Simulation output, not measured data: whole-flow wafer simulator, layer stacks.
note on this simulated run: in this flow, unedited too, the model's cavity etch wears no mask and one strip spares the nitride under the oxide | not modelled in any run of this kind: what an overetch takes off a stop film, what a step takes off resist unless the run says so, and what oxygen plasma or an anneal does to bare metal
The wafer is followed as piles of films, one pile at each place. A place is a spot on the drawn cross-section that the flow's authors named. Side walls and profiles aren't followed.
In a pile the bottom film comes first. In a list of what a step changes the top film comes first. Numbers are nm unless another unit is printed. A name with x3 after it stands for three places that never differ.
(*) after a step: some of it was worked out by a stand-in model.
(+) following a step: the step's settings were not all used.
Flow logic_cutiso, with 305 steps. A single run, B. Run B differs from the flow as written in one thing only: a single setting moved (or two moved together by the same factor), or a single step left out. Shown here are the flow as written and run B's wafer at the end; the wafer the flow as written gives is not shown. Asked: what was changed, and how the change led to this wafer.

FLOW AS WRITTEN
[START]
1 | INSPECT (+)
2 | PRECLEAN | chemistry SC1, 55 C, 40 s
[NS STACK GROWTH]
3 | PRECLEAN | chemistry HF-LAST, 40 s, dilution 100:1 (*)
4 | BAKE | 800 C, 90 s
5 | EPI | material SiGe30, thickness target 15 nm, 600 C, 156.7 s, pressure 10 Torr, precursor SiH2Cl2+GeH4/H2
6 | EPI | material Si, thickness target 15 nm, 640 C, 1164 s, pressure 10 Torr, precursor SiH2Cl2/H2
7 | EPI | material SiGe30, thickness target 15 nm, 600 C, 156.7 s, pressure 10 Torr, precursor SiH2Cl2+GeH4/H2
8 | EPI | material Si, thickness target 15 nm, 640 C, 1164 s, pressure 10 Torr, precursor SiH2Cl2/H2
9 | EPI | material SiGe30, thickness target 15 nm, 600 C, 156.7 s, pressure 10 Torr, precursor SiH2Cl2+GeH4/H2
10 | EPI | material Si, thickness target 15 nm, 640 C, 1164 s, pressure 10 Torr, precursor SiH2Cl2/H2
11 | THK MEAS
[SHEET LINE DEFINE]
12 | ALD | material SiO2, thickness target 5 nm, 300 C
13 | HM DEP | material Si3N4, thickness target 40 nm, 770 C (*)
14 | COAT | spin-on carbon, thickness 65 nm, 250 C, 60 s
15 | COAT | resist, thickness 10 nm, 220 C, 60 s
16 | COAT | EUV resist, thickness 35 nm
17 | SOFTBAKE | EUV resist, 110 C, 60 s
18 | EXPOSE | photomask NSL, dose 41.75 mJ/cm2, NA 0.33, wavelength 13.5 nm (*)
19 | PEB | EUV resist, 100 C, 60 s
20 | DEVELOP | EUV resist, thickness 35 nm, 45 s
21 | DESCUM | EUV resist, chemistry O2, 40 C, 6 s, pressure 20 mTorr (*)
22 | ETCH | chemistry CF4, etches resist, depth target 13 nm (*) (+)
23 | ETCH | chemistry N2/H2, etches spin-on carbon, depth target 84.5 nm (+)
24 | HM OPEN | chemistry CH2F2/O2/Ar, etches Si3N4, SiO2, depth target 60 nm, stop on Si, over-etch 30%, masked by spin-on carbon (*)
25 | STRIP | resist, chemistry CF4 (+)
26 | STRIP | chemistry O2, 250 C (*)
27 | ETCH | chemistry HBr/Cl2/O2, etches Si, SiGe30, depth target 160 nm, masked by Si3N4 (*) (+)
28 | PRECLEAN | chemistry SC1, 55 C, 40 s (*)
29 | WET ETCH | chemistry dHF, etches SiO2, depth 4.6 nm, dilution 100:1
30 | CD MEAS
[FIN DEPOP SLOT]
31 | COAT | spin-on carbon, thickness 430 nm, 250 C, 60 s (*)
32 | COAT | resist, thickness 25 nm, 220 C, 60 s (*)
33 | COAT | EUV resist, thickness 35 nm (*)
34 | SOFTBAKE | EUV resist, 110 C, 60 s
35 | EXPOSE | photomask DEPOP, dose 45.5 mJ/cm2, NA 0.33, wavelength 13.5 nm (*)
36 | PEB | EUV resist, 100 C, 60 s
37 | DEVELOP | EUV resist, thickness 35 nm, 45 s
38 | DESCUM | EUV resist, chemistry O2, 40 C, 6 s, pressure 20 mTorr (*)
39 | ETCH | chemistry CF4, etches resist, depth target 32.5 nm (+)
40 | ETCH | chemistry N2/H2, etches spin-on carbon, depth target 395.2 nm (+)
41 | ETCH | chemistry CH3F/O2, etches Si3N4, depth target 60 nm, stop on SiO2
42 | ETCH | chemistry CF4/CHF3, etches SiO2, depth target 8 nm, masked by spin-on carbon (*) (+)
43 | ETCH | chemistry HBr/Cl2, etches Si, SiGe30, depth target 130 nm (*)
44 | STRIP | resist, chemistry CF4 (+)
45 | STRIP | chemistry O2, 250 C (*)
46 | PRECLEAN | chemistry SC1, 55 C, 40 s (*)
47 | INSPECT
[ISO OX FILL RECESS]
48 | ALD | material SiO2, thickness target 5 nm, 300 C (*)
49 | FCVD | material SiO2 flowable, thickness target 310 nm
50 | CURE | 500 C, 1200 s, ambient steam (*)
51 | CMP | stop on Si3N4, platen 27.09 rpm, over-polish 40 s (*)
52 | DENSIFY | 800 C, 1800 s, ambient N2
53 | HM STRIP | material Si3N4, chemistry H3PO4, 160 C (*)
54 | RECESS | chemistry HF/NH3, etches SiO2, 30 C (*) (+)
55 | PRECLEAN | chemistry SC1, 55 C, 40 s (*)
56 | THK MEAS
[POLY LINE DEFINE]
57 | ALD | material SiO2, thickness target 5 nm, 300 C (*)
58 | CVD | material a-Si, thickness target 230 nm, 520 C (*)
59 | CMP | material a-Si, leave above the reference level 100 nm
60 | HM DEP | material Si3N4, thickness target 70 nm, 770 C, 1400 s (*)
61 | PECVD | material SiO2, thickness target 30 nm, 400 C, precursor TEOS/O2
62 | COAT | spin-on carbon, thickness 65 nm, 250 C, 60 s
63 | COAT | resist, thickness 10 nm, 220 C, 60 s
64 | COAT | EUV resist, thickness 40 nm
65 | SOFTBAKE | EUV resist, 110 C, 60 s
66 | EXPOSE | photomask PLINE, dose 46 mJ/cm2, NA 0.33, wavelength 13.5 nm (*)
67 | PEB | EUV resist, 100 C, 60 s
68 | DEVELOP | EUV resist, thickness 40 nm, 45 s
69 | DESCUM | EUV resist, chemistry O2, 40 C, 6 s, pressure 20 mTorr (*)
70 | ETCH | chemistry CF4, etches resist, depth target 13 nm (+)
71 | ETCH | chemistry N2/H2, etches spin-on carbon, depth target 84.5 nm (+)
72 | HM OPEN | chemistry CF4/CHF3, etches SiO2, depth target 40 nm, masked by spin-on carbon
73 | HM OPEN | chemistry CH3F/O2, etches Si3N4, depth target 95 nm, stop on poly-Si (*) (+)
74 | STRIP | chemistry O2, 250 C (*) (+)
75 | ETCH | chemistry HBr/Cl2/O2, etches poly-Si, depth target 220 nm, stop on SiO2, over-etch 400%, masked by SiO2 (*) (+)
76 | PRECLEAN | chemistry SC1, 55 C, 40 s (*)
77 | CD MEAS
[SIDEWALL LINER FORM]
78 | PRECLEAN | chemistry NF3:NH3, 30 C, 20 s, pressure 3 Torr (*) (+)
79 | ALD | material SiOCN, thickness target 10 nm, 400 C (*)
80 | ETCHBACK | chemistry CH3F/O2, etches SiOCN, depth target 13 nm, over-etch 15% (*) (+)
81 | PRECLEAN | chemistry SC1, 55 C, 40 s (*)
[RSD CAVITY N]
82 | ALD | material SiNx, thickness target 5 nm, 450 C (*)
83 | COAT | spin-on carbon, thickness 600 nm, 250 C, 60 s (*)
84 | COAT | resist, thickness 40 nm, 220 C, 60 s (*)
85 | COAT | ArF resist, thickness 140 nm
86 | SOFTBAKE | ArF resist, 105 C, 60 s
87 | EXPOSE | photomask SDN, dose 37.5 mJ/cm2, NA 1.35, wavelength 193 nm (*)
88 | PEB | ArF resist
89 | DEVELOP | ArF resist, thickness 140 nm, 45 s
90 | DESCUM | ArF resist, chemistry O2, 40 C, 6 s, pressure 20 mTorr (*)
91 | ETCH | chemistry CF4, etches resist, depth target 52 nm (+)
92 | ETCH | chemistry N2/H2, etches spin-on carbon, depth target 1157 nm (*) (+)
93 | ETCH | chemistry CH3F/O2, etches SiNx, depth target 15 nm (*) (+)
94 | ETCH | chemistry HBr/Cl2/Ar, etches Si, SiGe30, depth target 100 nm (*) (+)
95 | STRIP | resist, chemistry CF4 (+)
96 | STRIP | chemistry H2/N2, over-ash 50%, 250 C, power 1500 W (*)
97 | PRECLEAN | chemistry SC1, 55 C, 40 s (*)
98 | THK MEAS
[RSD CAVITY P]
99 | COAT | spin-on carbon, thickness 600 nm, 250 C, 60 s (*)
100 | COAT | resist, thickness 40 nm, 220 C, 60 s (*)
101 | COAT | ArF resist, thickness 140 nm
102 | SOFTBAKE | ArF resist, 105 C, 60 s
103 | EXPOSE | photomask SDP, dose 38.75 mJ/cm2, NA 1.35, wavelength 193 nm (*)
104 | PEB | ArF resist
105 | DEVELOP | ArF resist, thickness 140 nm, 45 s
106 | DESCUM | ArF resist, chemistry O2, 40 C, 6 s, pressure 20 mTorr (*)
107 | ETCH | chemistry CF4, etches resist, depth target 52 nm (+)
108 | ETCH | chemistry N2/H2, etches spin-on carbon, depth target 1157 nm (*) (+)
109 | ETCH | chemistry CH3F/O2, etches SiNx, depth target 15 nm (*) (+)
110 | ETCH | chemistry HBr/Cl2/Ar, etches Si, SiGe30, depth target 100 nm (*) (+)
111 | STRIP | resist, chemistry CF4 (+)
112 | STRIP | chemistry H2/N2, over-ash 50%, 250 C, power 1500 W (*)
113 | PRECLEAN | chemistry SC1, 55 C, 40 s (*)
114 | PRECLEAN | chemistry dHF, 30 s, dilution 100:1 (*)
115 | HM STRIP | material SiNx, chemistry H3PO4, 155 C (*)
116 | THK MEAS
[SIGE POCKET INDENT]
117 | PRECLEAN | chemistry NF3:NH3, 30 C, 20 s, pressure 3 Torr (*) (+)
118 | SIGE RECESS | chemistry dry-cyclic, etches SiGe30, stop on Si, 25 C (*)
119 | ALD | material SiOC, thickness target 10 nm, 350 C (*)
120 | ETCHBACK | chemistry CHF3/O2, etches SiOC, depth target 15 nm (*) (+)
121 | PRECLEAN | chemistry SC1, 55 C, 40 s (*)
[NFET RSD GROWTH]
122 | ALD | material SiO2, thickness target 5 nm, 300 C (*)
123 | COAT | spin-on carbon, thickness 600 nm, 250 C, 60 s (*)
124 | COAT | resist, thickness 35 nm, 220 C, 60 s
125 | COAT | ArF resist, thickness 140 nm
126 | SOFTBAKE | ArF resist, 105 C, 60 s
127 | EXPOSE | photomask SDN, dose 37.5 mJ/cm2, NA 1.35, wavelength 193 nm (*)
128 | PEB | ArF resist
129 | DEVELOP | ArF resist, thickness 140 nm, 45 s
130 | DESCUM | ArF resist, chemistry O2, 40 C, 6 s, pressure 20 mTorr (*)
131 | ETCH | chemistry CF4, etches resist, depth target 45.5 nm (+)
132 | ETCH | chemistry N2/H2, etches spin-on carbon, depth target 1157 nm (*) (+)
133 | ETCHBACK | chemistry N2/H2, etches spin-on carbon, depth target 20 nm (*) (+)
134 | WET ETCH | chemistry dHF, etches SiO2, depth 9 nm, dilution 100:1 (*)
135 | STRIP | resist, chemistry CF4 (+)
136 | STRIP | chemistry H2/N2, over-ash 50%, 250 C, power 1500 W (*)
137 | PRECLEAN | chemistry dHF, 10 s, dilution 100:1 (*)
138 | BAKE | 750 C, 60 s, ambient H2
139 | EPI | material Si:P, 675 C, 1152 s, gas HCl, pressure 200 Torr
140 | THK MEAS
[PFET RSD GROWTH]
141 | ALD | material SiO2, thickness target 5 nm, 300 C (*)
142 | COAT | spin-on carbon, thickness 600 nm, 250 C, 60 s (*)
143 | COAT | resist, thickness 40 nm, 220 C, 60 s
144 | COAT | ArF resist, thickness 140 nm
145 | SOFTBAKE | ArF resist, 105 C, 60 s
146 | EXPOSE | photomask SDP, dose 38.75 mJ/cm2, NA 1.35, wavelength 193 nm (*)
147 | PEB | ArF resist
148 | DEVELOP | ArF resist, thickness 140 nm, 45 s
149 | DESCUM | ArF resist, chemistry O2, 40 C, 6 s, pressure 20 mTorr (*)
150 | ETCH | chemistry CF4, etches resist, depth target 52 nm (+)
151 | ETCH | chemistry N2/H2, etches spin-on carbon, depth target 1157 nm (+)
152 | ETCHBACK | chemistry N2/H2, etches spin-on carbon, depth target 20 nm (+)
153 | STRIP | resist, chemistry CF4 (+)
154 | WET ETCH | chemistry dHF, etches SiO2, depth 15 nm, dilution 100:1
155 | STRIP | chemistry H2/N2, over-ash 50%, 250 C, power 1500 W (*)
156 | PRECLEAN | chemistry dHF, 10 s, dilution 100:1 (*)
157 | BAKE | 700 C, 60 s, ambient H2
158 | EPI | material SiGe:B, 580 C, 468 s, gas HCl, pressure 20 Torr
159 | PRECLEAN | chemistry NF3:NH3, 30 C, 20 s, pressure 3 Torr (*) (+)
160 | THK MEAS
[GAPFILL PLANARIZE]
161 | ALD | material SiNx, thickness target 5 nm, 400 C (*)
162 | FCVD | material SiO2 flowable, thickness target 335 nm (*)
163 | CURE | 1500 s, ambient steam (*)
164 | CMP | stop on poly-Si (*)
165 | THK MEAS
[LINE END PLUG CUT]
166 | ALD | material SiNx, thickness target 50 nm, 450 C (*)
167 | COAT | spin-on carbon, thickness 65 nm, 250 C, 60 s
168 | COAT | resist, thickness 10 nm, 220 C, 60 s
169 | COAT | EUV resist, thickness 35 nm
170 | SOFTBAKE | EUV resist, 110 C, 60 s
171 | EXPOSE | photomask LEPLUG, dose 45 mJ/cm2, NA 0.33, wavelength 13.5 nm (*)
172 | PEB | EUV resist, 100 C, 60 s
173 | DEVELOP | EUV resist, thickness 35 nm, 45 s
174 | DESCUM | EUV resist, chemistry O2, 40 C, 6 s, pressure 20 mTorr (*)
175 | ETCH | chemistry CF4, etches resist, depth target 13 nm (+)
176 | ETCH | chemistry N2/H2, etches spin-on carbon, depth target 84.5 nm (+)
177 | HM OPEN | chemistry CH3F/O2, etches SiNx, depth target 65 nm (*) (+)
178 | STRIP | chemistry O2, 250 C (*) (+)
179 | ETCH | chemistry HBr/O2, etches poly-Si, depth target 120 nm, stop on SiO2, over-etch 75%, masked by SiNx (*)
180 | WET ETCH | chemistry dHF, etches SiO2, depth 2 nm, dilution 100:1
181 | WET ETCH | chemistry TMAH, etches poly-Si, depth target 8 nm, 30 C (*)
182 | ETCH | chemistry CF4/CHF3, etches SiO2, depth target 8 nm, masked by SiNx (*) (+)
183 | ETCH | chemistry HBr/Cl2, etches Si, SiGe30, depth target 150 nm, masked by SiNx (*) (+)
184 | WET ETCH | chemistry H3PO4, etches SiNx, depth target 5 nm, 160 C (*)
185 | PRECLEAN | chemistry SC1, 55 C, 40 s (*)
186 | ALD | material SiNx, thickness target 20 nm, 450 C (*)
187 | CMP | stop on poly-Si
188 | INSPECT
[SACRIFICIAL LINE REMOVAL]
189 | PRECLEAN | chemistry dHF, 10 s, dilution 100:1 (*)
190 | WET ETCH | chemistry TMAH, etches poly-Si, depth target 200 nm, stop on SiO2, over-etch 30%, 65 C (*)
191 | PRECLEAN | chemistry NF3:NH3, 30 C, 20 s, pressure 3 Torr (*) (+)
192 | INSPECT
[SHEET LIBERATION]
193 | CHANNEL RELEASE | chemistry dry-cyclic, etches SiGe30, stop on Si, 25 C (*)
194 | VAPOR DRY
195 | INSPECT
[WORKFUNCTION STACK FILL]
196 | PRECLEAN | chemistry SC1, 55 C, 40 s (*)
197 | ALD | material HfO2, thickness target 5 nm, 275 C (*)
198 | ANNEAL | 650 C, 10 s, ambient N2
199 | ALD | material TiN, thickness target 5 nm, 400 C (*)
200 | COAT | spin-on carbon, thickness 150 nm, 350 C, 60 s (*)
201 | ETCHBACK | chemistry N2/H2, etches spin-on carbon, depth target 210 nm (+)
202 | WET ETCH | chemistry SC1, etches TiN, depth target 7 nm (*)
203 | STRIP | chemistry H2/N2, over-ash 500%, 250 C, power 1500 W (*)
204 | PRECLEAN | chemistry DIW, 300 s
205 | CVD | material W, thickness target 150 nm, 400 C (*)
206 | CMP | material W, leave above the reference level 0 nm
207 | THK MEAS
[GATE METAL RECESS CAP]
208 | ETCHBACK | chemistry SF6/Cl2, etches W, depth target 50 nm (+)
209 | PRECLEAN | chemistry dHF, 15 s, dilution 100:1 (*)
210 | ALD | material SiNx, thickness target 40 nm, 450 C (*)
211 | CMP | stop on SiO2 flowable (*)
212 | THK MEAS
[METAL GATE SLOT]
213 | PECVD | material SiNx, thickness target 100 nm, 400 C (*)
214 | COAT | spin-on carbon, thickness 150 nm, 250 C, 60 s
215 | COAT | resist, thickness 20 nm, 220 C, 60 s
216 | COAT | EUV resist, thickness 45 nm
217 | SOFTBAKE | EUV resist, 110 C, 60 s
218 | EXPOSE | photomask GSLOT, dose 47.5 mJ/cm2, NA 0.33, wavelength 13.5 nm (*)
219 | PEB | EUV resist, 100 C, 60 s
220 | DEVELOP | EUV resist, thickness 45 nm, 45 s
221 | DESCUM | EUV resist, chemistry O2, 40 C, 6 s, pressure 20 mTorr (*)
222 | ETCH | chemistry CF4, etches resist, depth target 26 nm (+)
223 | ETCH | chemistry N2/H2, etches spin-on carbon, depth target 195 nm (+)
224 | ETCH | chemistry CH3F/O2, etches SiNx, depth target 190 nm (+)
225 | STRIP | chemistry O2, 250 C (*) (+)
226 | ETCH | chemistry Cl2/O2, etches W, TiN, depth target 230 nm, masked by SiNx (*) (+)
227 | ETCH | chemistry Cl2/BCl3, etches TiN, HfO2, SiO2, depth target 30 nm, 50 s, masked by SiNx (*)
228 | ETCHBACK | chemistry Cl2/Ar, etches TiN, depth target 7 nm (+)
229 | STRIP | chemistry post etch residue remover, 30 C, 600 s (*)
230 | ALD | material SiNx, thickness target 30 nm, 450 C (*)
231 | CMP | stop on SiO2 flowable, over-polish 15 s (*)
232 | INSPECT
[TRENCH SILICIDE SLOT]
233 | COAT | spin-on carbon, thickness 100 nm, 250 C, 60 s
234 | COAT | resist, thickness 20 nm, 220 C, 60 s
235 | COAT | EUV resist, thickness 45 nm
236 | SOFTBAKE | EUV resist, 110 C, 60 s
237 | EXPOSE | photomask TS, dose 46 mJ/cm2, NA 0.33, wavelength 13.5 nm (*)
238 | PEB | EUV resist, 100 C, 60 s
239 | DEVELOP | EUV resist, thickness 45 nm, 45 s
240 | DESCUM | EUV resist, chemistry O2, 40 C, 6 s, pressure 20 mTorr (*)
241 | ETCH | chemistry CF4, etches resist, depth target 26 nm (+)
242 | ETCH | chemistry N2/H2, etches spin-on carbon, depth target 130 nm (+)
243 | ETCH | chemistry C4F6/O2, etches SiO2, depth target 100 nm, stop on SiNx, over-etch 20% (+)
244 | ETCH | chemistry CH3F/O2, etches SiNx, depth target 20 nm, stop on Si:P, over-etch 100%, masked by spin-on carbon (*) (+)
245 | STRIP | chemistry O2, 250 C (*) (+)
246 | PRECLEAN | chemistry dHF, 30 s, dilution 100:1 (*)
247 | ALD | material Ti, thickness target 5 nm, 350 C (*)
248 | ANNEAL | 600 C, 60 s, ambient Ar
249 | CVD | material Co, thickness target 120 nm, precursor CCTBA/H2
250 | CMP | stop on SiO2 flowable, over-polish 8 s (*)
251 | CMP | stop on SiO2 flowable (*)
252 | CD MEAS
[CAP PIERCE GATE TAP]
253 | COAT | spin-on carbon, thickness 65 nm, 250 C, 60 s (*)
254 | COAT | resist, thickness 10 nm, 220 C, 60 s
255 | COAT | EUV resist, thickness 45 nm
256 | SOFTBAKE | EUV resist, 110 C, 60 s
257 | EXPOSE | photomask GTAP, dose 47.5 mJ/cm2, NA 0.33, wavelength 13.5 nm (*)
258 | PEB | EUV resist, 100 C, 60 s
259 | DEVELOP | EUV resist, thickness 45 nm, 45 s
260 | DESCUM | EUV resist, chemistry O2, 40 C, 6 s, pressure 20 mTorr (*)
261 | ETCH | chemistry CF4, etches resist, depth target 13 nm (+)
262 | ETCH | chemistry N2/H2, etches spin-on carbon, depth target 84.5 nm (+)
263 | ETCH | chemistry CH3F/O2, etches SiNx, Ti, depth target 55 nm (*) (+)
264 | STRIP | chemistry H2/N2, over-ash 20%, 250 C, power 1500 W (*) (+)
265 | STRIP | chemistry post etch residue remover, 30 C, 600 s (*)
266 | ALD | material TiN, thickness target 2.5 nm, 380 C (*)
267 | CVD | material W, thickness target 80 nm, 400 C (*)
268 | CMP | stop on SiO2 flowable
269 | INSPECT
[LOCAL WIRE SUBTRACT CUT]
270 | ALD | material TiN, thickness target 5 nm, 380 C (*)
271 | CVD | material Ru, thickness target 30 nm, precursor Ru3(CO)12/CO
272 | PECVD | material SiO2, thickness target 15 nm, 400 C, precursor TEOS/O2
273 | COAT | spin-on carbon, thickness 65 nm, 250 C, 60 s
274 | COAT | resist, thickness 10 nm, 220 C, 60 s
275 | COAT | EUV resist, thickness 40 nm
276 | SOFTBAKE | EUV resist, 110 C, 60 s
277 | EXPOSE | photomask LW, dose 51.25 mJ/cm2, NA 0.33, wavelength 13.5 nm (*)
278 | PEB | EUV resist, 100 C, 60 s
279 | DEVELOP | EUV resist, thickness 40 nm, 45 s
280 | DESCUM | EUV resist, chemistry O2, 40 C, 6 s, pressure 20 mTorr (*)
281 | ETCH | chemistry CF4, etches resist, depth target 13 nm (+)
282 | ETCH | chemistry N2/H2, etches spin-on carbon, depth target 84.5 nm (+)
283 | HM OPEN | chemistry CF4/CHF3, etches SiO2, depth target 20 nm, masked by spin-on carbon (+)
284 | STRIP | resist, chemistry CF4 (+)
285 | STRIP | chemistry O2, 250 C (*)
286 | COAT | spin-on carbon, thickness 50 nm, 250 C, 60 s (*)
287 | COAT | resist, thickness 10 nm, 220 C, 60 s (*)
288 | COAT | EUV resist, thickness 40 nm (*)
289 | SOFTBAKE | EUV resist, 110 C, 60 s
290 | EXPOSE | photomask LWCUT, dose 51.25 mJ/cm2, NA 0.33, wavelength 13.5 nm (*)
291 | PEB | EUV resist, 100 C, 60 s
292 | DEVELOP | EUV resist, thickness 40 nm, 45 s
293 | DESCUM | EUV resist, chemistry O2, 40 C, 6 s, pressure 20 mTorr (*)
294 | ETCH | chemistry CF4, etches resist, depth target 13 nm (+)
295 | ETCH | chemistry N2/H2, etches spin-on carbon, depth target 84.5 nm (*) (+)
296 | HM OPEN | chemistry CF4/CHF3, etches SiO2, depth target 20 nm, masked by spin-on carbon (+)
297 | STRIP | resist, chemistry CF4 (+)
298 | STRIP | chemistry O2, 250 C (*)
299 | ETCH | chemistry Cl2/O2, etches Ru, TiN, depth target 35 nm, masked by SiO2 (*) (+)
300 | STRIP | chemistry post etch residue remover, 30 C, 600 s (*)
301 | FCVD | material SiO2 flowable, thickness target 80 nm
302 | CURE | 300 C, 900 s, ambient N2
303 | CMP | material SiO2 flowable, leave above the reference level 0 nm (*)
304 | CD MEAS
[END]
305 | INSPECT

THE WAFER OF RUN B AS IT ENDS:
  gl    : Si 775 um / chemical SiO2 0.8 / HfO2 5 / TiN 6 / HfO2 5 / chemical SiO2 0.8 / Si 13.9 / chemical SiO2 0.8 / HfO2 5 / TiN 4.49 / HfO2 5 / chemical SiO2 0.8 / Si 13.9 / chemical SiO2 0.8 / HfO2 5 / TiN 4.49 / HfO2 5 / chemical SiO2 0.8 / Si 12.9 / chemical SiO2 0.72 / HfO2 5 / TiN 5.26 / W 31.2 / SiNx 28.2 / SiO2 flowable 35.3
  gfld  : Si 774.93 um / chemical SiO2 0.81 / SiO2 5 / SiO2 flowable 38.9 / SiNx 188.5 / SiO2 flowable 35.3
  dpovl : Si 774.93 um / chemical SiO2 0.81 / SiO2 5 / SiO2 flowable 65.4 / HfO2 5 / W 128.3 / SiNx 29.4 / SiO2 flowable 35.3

What caused this: step 5, EPI: 172.4 s was run, whereas the flow has 156.7 s.

Step by step, how the change led to this:
  5 | EPI | material SiGe30, thickness target 15 nm, 600 C, 156.7 s, pressure 10 Torr, precursor SiH2Cl2+GeH4/H2
      depop, dpovl, gfld and 19 more: +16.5 SiGe30 (new film) (as written it would have been: +15 SiGe30 (new film))
  27 | ETCH | chemistry HBr/Cl2/O2, etches Si, SiGe30, depth target 160 nm, masked by Si3N4 (*) (+)
      gfld, gxf, iso, lnri: -0.79 chemical SiO2 (all of it), -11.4 Si (all of it), -15 SiGe30 (all of it), -15 Si (all of it), -15 SiGe30 (all of it), -15 Si (all of it), -16.5 SiGe30 (all of it), -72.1 Si (as written it would have been: -0.79 chemical SiO2 (all of it), -11.4 Si (all of it), -15 SiGe30 (all of it), -15 Si (all of it), -15 SiGe30 (all of it), -15 Si (all of it), -15 SiGe30 (all of it), -73.6 Si)
      dpovl, nsgap: -0.79 chemical SiO2 (all of it), -11.8 Si (all of it), -15 SiGe30 (all of it), -15 Si (all of it), -15 SiGe30 (all of it), -15 Si (all of it), -16.5 SiGe30 (all of it), -71.7 Si (as written it would have been: -0.79 chemical SiO2 (all of it), -11.8 Si (all of it), -15 SiGe30 (all of it), -15 Si (all of it), -15 SiGe30 (all of it), -15 Si (all of it), -15 SiGe30 (all of it), -73.2 Si)
      (as well as at 1 more place)
  43 | ETCH | chemistry HBr/Cl2, etches Si, SiGe30, depth target 130 nm (*)
      depop: -14 Si (all of it), -15 SiGe30 (all of it), -15 Si (all of it), -15 SiGe30 (all of it), -15 Si (all of it), -16.5 SiGe30 (all of it), -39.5 Si (as written it would have been: -14 Si (all of it), -15 SiGe30 (all of it), -15 Si (all of it), -15 SiGe30 (all of it), -15 Si (all of it), -15 SiGe30 (all of it), -41 Si)
  94 | ETCH | chemistry HBr/Cl2/Ar, etches Si, SiGe30, depth target 100 nm (*) (+)
      rsdn, rsdx: -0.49 chemical SiO2 (all of it), -12.8 Si (all of it), -15 SiGe30 (all of it), -15 Si (all of it), -15 SiGe30 (all of it), -15 Si (all of it), -16.5 SiGe30 (all of it), -10.7 Si (as written it would have been: -0.49 chemical SiO2 (all of it), -12.8 Si (all of it), -15 SiGe30 (all of it), -15 Si (all of it), -15 SiGe30 (all of it), -15 Si (all of it), -15 SiGe30 (all of it), -12.2 Si)
  110 | ETCH | chemistry HBr/Cl2/Ar, etches Si, SiGe30, depth target 100 nm (*) (+)
      rsdp, rsdw: -0.49 chemical SiO2 (all of it), -12.8 Si (all of it), -15 SiGe30 (all of it), -15 Si (all of it), -15 SiGe30 (all of it), -15 Si (all of it), -16.5 SiGe30 (all of it), -10.7 Si (as written it would have been: -0.49 chemical SiO2 (all of it), -12.8 Si (all of it), -15 SiGe30 (all of it), -15 Si (all of it), -15 SiGe30 (all of it), -15 Si (all of it), -15 SiGe30 (all of it), -12.2 Si)
  118 | SIGE RECESS | chemistry dry-cyclic, etches SiGe30, stop on Si, 25 C (*)
      lnr, lnrp, lnrt: -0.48 SiOCN, -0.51 Si, +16 cavity (new film), -15 SiGe30 (all of it), -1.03 Si, +16 cavity (new film), -15 SiGe30 (all of it), -1.03 Si, +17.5 cavity (new film), -16.5 SiGe30 (all of it), -0.51 Si (as written it would have been: -0.48 SiOCN, -0.51 Si, +16 cavity (new film), -15 SiGe30 (all of it), -1.03 Si, +16 cavity (new film), -15 SiGe30 (all of it), -1.03 Si, +16 cavity (new film), -15 SiGe30 (all of it), -0.51 Si)
  119 | ALD | material SiOC, thickness target 10 nm, 350 C (*)
      lnr, lnrp, lnrt: +10 SiOC (new film), +16 SiOC (new film), -16 cavity (all of it), +16 SiOC (new film), -16 cavity (all of it), +17.5 SiOC (new film), -17.5 cavity (all of it) (as written it would have been: +10 SiOC (new film), +16 SiOC (new film), -16 cavity (all of it), +16 SiOC (new film), -16 cavity (all of it), +16 SiOC (new film), -16 cavity (all of it))
  183 | ETCH | chemistry HBr/Cl2, etches Si, SiGe30, depth target 150 nm, masked by SiNx (*) (+)
      plug: -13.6 Si (all of it), -15 SiGe30 (all of it), -15 Si (all of it), -15 SiGe30 (all of it), -15 Si (all of it), -16.5 SiGe30 (all of it), -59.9 Si (as written it would have been: -13.6 Si (all of it), -15 SiGe30 (all of it), -15 Si (all of it), -15 SiGe30 (all of it), -15 Si (all of it), -15 SiGe30 (all of it), -61.4 Si)
  193 | CHANNEL RELEASE | chemistry dry-cyclic, etches SiGe30, stop on Si, 25 C (*)
      gl, glp, gxn, gxp, ns, tap: +0.8 chemical SiO2 (new film), -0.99 Si, +0.8 chemical SiO2 (new film), +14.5 cavity (new film), +0.8 chemical SiO2 (new film), -15 SiGe30 (all of it), -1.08 Si, +0.8 chemical SiO2 (new film), +14.5 cavity (new film), +0.8 chemical SiO2 (new film), -15 SiGe30 (all of it), -1.08 Si, +0.8 chemical SiO2 (new film), +16 cavity (new film), +0.8 chemical SiO2 (new film), -16.5 SiGe30 (all of it), -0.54 Si (as written it would have been: +0.8 chemical SiO2 (new film), -0.99 Si, +0.8 chemical SiO2 (new film), +14.5 cavity (new film), +0.8 chemical SiO2 (new film), -15 SiGe30 (all of it), -1.08 Si, +0.8 chemical SiO2 (new film), +14.5 cavity (new film), +0.8 chemical SiO2 (new film), -15 SiGe30 (all of it), -1.08 Si, +0.8 chemical SiO2 (new film), +14.5 cavity (new film), +0.8 chemical SiO2 (new film), -15 SiGe30 (all of it), -0.54 Si)
  199 | ALD | material TiN, thickness target 5 nm, 400 C (*)
      gl, glp, tap: +5.26 TiN (new film), +4.49 TiN (new film), -4.49 cavity (all of it), +4.49 TiN (new film), -4.49 cavity (all of it), +6 TiN (new film), -6 cavity (all of it) (as written it would have been: +5.26 TiN (new film), +4.49 TiN (new film), -4.49 cavity (all of it), +4.49 TiN (new film), -4.49 cavity (all of it), +4.49 TiN (new film), -4.49 cavity (all of it))
      gxn, gxp, ns: +5 TiN (new film), +4.49 TiN (new film), -4.49 cavity (all of it), +4.49 TiN (new film), -4.49 cavity (all of it), +6 TiN (new film), -6 cavity (all of it) (as written it would have been: +5 TiN (new film), +4.49 TiN (new film), -4.49 cavity (all of it), +4.49 TiN (new film), -4.49 cavity (all of it), +4.49 TiN (new film), -4.49 cavity (all of it))
